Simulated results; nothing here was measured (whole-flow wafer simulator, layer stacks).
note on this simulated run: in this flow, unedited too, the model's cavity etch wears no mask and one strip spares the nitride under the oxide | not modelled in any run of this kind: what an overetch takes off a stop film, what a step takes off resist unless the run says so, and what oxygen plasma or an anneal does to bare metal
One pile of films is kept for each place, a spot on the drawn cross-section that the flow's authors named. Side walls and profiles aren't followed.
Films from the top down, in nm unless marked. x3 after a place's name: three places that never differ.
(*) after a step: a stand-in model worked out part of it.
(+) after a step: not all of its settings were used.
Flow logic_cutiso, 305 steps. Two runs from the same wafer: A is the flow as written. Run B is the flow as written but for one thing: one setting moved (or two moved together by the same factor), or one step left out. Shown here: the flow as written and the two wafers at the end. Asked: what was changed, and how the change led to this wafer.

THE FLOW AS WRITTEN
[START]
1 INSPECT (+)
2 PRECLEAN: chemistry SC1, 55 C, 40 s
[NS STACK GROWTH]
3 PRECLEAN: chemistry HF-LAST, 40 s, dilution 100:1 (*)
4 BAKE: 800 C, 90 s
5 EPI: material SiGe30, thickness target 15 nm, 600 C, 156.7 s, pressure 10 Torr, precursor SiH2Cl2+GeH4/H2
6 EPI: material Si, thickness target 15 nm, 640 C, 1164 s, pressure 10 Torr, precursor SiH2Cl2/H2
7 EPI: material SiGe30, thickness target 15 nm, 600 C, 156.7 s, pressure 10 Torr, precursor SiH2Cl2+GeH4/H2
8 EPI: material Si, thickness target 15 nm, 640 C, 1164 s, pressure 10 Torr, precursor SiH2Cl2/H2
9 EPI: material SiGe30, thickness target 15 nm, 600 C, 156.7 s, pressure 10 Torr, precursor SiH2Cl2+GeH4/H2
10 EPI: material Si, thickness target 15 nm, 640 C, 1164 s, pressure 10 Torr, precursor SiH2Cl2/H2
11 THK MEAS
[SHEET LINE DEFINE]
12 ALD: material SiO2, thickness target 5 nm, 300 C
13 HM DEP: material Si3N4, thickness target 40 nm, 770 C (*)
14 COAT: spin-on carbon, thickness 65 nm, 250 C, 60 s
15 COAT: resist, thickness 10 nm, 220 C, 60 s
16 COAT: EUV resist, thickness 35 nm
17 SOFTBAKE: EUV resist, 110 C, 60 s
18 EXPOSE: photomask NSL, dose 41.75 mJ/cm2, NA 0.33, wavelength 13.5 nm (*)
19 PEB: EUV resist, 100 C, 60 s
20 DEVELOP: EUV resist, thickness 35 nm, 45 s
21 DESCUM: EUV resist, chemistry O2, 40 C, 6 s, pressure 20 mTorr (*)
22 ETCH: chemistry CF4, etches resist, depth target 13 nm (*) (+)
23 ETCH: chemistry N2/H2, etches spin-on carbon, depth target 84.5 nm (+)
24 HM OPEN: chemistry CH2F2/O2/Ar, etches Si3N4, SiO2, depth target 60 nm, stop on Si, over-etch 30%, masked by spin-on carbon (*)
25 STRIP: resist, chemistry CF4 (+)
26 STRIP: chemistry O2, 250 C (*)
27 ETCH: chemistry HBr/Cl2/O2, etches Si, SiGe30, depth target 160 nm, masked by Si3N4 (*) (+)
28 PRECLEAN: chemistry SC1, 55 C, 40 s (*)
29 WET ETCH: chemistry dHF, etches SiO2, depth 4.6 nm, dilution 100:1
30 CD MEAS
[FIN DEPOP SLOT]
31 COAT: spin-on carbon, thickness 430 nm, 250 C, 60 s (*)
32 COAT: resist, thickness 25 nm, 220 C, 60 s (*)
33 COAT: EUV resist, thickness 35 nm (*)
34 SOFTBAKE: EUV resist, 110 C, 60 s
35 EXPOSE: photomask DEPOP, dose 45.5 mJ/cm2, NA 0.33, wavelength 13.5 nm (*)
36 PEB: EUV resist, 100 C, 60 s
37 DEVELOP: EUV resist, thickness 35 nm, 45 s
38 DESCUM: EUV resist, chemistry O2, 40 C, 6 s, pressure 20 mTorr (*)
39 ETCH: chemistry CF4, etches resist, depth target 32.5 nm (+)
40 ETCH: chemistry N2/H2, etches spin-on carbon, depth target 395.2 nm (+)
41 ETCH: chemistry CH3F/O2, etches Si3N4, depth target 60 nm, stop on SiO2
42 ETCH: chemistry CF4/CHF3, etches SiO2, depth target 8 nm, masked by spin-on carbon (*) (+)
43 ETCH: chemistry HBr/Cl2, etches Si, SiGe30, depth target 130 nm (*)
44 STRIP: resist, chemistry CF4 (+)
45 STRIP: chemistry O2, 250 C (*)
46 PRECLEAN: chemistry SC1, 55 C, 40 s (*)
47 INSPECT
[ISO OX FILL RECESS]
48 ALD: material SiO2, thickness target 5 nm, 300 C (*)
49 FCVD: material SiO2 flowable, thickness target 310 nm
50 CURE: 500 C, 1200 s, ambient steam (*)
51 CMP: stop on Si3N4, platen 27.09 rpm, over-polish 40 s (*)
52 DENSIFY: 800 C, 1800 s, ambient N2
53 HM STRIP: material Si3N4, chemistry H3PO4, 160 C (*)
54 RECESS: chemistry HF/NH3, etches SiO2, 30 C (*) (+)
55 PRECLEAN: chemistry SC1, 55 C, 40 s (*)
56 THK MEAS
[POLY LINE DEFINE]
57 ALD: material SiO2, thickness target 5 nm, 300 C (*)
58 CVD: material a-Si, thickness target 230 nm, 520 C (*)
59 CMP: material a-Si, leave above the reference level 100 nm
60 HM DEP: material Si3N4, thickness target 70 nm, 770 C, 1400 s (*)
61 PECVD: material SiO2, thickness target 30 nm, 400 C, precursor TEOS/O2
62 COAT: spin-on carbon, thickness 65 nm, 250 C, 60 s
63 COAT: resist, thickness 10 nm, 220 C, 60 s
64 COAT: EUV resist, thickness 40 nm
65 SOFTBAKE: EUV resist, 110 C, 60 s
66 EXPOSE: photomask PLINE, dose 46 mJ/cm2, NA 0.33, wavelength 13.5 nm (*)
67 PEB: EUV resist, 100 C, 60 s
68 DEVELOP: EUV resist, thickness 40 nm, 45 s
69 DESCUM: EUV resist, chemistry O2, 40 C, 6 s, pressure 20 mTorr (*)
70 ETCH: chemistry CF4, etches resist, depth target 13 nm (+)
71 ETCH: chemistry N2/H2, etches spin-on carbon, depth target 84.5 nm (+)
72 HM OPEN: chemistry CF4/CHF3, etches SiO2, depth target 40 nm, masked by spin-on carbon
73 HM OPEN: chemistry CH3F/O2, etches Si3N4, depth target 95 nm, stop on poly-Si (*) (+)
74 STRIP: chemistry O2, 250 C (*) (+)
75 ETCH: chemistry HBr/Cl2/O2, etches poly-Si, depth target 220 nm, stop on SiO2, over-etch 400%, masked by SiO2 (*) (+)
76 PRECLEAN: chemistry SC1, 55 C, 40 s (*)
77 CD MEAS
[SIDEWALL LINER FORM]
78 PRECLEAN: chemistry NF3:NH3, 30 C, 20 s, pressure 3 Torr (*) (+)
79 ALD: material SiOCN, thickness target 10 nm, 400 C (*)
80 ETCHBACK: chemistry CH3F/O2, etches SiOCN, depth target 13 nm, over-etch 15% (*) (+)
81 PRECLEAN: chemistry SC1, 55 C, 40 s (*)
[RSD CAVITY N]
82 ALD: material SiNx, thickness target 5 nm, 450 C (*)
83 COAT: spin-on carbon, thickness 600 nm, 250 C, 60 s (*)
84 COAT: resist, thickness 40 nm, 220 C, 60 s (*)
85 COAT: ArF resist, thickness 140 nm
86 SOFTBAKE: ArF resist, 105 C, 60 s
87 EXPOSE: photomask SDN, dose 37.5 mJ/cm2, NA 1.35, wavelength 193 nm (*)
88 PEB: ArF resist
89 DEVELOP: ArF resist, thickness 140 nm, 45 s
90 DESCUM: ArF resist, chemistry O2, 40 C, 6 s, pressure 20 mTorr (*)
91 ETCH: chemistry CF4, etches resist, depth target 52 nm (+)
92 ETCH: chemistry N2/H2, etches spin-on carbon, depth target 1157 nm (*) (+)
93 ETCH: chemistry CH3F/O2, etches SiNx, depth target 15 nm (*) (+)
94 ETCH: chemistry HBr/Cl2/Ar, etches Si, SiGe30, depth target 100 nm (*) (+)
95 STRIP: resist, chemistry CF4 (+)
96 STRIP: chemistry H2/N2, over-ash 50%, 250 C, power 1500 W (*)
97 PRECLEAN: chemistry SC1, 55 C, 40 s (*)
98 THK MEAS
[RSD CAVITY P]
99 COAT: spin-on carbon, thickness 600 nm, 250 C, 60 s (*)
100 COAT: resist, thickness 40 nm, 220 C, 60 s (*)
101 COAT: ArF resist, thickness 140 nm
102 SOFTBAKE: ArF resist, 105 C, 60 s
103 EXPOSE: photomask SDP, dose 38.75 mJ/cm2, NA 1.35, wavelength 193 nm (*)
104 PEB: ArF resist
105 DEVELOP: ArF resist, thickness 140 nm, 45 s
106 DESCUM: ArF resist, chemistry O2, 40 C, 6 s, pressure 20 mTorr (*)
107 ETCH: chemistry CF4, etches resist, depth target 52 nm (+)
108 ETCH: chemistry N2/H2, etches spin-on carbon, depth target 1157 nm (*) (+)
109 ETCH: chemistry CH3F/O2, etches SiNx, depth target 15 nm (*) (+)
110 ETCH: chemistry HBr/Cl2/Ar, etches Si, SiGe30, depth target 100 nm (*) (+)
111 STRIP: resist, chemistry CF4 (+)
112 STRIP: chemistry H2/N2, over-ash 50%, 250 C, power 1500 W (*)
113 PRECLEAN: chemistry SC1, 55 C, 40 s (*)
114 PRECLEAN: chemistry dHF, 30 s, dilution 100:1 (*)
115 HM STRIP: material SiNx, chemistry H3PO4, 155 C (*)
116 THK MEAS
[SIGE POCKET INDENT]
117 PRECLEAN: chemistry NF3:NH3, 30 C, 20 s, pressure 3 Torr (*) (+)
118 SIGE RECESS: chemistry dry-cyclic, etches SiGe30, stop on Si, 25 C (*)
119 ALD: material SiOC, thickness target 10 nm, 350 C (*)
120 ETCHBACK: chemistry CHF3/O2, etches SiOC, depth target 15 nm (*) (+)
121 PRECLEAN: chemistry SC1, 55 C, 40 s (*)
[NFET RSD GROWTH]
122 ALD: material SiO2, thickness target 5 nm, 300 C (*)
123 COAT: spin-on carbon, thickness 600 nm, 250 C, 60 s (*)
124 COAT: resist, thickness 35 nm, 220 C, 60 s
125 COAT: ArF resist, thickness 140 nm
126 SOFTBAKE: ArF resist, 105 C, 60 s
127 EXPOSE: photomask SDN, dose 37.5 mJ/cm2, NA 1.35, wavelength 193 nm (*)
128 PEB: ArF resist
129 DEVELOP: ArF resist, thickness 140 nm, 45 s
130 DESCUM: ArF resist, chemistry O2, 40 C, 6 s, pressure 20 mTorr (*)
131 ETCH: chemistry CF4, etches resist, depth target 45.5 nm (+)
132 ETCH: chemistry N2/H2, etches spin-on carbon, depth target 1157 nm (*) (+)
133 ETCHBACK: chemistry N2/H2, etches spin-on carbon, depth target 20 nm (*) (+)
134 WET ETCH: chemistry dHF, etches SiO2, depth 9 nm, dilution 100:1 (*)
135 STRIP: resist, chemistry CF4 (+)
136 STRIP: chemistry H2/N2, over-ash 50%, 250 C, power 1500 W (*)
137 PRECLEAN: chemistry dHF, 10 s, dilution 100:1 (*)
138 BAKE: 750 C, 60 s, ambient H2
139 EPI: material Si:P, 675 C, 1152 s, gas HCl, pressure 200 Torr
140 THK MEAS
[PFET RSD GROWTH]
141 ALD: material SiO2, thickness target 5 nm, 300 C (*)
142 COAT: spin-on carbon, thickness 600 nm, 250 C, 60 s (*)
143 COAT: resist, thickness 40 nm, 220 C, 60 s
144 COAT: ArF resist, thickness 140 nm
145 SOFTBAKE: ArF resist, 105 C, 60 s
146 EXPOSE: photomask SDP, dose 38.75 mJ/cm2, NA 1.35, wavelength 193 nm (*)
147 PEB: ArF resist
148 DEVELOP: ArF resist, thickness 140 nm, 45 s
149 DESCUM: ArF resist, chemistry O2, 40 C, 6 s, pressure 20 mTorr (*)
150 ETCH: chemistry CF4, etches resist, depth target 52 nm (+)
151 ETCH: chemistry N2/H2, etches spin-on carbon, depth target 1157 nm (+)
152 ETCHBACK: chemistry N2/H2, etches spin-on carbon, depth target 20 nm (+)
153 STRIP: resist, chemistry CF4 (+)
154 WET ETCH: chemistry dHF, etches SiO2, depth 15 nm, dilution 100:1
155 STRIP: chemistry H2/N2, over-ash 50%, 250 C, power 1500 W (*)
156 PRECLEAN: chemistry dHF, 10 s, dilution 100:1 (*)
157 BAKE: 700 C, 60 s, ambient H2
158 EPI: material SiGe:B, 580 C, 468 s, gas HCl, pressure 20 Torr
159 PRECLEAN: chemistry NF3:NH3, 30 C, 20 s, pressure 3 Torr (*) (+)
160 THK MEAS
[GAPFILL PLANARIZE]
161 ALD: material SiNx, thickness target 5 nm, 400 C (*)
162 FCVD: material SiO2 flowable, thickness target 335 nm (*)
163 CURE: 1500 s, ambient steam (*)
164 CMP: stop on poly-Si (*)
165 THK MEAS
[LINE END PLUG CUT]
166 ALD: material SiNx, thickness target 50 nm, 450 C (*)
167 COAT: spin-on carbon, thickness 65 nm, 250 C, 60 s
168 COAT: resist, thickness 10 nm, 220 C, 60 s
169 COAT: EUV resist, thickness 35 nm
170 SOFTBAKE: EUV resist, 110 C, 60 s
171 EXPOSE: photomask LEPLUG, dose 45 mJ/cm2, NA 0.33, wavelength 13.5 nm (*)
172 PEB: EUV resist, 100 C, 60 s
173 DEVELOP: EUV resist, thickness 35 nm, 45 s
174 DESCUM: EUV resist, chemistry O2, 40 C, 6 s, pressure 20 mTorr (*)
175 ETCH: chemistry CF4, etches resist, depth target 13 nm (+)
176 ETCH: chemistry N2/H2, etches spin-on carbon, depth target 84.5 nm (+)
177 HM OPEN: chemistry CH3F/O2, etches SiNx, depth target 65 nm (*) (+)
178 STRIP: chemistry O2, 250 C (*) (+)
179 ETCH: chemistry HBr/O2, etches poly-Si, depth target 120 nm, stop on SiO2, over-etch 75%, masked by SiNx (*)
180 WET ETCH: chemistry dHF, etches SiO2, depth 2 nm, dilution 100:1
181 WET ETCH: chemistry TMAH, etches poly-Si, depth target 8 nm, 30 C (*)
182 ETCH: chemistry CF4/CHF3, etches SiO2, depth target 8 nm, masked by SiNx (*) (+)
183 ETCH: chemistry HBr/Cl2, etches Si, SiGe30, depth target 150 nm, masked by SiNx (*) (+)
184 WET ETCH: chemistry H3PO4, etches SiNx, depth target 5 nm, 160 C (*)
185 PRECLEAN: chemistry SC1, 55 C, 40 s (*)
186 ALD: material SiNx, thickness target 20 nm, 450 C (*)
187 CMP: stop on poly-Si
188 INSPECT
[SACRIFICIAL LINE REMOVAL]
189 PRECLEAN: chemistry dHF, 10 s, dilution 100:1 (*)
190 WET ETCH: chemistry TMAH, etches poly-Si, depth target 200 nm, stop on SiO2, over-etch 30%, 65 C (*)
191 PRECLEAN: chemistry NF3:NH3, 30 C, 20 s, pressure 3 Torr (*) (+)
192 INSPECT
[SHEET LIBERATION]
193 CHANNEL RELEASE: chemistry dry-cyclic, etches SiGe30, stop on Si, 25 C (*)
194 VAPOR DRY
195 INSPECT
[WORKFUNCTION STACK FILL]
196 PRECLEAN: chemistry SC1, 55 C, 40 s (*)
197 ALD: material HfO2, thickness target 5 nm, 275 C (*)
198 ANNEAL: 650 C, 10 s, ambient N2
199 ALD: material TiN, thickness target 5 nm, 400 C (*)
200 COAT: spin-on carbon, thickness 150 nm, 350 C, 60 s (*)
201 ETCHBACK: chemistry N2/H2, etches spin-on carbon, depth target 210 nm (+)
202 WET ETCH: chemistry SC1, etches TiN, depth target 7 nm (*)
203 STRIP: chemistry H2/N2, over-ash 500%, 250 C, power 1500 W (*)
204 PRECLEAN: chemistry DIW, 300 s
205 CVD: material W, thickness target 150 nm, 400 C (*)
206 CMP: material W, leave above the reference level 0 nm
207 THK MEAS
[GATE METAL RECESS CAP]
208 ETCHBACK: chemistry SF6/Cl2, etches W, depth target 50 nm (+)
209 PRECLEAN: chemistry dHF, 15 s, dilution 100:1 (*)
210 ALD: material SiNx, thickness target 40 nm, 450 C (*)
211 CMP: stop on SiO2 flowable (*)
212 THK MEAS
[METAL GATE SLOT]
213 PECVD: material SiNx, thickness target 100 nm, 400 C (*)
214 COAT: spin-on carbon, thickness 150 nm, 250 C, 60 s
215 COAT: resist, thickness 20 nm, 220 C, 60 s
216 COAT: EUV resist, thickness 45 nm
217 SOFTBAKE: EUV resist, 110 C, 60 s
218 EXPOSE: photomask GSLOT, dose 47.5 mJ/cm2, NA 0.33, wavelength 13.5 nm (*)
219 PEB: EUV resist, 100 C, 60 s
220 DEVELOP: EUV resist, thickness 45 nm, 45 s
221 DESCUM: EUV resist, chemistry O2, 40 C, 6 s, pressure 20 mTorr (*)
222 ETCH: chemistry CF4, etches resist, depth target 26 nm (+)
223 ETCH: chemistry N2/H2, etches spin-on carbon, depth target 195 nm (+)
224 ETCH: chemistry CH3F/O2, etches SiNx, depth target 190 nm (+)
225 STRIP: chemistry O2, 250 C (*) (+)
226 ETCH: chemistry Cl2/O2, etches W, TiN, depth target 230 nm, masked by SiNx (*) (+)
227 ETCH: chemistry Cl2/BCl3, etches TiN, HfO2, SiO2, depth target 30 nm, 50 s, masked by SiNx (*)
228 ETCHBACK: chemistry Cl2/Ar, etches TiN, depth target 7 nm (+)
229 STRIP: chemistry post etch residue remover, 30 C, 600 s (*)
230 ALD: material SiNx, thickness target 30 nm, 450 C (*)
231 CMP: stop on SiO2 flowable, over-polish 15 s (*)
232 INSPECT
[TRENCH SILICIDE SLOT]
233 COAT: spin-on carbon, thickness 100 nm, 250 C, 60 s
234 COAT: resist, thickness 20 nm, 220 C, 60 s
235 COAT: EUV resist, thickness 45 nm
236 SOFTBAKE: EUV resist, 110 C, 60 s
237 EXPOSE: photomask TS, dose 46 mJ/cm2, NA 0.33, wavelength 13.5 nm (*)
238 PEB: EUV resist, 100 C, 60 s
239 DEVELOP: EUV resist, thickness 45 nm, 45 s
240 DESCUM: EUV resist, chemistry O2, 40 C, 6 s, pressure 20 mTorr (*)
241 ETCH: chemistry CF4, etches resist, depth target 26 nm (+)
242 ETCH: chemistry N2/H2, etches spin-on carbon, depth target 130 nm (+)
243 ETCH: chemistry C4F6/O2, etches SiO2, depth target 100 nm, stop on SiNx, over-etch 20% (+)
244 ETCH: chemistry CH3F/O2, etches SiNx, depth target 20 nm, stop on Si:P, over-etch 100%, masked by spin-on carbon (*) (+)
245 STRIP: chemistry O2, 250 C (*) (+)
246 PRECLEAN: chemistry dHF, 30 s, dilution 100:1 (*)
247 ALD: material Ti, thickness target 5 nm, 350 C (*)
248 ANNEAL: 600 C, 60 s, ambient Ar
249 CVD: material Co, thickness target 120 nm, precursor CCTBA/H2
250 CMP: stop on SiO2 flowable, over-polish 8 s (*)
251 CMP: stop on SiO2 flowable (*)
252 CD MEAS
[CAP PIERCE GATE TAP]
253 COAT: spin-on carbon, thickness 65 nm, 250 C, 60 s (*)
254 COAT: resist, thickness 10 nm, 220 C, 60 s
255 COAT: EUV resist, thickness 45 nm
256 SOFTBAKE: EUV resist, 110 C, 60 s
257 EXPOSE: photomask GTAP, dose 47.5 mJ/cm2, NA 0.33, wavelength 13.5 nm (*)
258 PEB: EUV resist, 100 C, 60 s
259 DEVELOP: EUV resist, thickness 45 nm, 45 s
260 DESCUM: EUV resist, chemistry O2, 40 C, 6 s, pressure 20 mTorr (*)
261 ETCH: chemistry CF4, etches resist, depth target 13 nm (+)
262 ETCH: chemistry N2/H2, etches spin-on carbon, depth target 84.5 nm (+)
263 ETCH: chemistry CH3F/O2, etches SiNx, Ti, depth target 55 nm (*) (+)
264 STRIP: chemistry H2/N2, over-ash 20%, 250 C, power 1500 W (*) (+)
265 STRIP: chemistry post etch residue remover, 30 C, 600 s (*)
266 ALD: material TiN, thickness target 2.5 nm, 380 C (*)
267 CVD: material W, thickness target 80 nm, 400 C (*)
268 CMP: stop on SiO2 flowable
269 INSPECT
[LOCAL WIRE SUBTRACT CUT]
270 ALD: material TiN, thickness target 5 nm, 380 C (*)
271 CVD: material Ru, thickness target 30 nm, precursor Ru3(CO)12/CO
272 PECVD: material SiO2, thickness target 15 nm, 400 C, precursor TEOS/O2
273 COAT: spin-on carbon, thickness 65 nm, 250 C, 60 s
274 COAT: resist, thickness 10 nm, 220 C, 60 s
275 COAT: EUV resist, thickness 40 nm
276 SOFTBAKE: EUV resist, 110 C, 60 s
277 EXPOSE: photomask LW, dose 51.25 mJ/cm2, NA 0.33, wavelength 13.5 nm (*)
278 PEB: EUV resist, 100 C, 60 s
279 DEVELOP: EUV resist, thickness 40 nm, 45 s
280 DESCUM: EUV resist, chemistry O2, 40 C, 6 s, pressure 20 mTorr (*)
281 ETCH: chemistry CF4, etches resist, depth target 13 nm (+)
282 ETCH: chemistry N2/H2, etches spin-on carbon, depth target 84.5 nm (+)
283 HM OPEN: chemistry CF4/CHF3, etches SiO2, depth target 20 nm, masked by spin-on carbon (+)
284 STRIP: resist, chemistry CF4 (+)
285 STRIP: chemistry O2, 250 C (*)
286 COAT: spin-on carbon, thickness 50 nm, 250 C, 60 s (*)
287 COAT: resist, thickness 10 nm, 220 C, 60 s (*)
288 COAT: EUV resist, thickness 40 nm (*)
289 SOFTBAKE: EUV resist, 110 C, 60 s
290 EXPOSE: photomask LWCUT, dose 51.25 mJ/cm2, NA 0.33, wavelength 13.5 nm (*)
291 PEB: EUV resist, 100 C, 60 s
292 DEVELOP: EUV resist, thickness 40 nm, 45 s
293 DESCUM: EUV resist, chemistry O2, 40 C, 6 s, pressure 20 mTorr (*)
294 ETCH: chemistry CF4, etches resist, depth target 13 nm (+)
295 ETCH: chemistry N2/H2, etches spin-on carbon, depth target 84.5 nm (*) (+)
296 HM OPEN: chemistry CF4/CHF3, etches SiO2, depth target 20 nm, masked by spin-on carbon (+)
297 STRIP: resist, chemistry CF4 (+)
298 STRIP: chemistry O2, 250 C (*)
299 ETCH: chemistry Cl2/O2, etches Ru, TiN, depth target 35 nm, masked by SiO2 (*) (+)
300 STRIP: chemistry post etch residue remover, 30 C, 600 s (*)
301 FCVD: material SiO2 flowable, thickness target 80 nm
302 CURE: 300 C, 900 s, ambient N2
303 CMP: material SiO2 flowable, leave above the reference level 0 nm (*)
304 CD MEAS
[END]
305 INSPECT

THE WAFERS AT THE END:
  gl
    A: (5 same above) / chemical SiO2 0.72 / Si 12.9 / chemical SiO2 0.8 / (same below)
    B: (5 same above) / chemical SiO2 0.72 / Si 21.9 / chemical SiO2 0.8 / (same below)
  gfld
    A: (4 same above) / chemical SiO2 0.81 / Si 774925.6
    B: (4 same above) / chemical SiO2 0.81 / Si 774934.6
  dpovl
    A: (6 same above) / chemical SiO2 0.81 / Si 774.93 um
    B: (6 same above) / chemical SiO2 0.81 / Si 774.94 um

The cause: step 10, EPI: thickness target 24 nm was run, where the flow has thickness target 15 nm; step 10, EPI: 1863 s was run, where the flow has 1164 s.

How the change led to this, step by step:
  10 EPI: material Si, thickness target 15 nm, 640 C, 1164 s, pressure 10 Torr, precursor SiH2Cl2/H2
      depop, dpovl, gfld and 19 more: A Si +15 (new film) | B Si +24 (new film)
  27 ETCH: chemistry HBr/Cl2/O2, etches Si, SiGe30, depth target 160 nm, masked by Si3N4 (*) (+)
      gfld, gxf, iso, lnri: A chemical SiO2 -0.79 (all of it), Si -11.4 (all of it), SiGe30 -15 (all of it), Si -15 (all of it), SiGe30 -15 (all of it), Si -15 (all of it), SiGe30 -15 (all of it), Si -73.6 | B chemical SiO2 -0.79 (all of it), Si -20.4 (all of it), SiGe30 -15 (all of it), Si -15 (all of it), SiGe30 -15 (all of it), Si -15 (all of it), SiGe30 -15 (all of it), Si -64.6
      dpovl, nsgap: A chemical SiO2 -0.79 (all of it), Si -11.8 (all of it), SiGe30 -15 (all of it), Si -15 (all of it), SiGe30 -15 (all of it), Si -15 (all of it), SiGe30 -15 (all of it), Si -73.2 | B chemical SiO2 -0.79 (all of it), Si -20.8 (all of it), SiGe30 -15 (all of it), Si -15 (all of it), SiGe30 -15 (all of it), Si -15 (all of it), SiGe30 -15 (all of it), Si -64.2
      (and at 1 more place)
  43 ETCH: chemistry HBr/Cl2, etches Si, SiGe30, depth target 130 nm (*)
      depop: A Si -14 (all of it), SiGe30 -15 (all of it), Si -15 (all of it), SiGe30 -15 (all of it), Si -15 (all of it), SiGe30 -15 (all of it), Si -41 | B Si -23 (all of it), SiGe30 -15 (all of it), Si -15 (all of it), SiGe30 -15 (all of it), Si -15 (all of it), SiGe30 -15 (all of it), Si -32
  94 ETCH: chemistry HBr/Cl2/Ar, etches Si, SiGe30, depth target 100 nm (*) (+)
      rsdn, rsdx: A chemical SiO2 -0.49 (all of it), Si -12.8 (all of it), SiGe30 -15 (all of it), Si -15 (all of it), SiGe30 -15 (all of it), Si -15 (all of it), SiGe30 -15 (all of it), Si -12.2 | B chemical SiO2 -0.49 (all of it), Si -21.8 (all of it), SiGe30 -15 (all of it), Si -15 (all of it), SiGe30 -15 (all of it), Si -15 (all of it), SiGe30 -15 (all of it), Si -3.16
  110 ETCH: chemistry HBr/Cl2/Ar, etches Si, SiGe30, depth target 100 nm (*) (+)
      rsdp, rsdw: A chemical SiO2 -0.49 (all of it), Si -12.8 (all of it), SiGe30 -15 (all of it), Si -15 (all of it), SiGe30 -15 (all of it), Si -15 (all of it), SiGe30 -15 (all of it), Si -12.2 | B chemical SiO2 -0.49 (all of it), Si -21.8 (all of it), SiGe30 -15 (all of it), Si -15 (all of it), SiGe30 -15 (all of it), Si -15 (all of it), SiGe30 -15 (all of it), Si -3.16
  183 ETCH: chemistry HBr/Cl2, etches Si, SiGe30, depth target 150 nm, masked by SiNx (*) (+)
      plug: A Si -13.6 (all of it), SiGe30 -15 (all of it), Si -15 (all of it), SiGe30 -15 (all of it), Si -15 (all of it), SiGe30 -15 (all of it), Si -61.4 | B Si -22.6 (all of it), SiGe30 -15 (all of it), Si -15 (all of it), SiGe30 -15 (all of it), Si -15 (all of it), SiGe30 -15 (all of it), Si -52.4
